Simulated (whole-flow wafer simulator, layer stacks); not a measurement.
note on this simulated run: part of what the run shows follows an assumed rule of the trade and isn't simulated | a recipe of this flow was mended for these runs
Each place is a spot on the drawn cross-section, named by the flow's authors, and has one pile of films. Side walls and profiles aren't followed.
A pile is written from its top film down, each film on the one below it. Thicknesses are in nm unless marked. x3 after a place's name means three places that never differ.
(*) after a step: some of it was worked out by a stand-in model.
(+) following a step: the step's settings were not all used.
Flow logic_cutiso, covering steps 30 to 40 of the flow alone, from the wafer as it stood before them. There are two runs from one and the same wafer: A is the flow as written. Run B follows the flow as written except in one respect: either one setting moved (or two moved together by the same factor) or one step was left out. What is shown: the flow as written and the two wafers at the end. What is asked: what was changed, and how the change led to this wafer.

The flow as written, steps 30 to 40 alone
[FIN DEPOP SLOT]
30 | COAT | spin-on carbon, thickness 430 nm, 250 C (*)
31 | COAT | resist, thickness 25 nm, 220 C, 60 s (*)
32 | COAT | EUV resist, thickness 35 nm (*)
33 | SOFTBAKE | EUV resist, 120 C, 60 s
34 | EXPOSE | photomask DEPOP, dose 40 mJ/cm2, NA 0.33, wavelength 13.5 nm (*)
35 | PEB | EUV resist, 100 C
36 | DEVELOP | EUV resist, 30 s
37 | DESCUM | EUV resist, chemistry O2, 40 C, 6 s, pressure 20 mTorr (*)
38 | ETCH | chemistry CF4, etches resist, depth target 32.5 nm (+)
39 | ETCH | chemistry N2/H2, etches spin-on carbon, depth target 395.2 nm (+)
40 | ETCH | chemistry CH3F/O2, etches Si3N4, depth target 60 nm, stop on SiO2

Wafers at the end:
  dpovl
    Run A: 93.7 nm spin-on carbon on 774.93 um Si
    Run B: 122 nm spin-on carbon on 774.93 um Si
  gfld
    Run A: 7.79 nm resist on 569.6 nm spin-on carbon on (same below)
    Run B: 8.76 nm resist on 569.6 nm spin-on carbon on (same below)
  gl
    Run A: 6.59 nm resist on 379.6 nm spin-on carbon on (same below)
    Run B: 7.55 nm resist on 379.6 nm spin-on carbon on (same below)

What caused this: step 39, ETCH: depth target 366.7 nm was run, while the flow as written has depth target 395.2 nm.

The path from the change to this, step by step:
  39 | ETCH | chemistry N2/H2, etches spin-on carbon, depth target 395.2 nm (+)
      gl, glp, gxp and 10 more: A EUV resist loses 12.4 (all of it), resist loses 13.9 | B EUV resist loses 12.4 (all of it), resist loses 12.8
      gfld, gxf, gxn, iso, lnr, lnri, rsdx: A EUV resist loses 12.5 (all of it), resist loses 13.9 | B EUV resist loses 12.5 (all of it), resist loses 12.8
      (and at 1 other place as well)
